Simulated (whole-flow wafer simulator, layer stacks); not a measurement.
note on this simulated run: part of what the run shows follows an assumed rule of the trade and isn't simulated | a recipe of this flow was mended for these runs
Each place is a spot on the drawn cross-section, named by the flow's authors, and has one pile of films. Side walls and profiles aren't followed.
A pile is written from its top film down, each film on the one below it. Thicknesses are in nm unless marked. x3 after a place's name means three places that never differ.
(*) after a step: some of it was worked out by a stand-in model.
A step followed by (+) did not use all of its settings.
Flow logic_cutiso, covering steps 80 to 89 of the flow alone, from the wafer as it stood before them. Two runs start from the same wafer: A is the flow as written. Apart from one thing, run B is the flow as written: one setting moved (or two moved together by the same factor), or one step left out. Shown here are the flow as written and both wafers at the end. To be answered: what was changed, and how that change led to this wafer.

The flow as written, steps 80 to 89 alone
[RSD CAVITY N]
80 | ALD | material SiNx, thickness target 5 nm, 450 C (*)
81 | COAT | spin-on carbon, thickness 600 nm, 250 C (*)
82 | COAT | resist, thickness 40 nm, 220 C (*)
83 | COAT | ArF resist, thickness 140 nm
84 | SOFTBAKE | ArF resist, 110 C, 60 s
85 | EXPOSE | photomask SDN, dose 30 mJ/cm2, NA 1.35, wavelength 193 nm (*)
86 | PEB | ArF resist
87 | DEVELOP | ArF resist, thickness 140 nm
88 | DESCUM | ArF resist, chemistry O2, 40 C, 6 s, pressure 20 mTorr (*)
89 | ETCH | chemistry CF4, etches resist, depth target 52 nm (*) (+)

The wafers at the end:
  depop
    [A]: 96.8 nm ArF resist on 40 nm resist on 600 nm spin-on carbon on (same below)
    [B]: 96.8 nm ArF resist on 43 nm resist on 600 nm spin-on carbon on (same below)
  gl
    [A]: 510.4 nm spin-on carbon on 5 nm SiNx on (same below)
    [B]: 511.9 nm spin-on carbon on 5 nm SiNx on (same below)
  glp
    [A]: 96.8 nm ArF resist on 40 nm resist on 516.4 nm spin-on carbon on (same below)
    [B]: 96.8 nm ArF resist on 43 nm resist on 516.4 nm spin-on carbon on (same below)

The reason: step 82, COAT: thickness 43 nm was run, while the flow as written has thickness 40 nm.
The wafer lets one read it off: depop has resist 43, and step 82 as written asks for 40 nm.

How this came from the change, step by step:
  82 | COAT | resist, thickness 40 nm, 220 C (*)
      depop, dpovl x3, gl and 15 more: A resist gains 40 (new film) | B resist gains 43 (new film)
      gfld, lnri: A resist gains 40.1 (new film) | B resist gains 43.1 (new film)
  89 | ETCH | chemistry CF4, etches resist, depth target 52 nm (*) (+)
      lnrt, rsdn, tap: A resist loses 40 (all of it), spin-on carbon loses 6.01 | B resist loses 43 (all of it), spin-on carbon loses 4.51
      lnr, rsdx: A resist loses 40 (all of it), spin-on carbon loses 5.99 | B resist loses 43 (all of it), spin-on carbon loses 4.49
      (and at 2 other places as well)
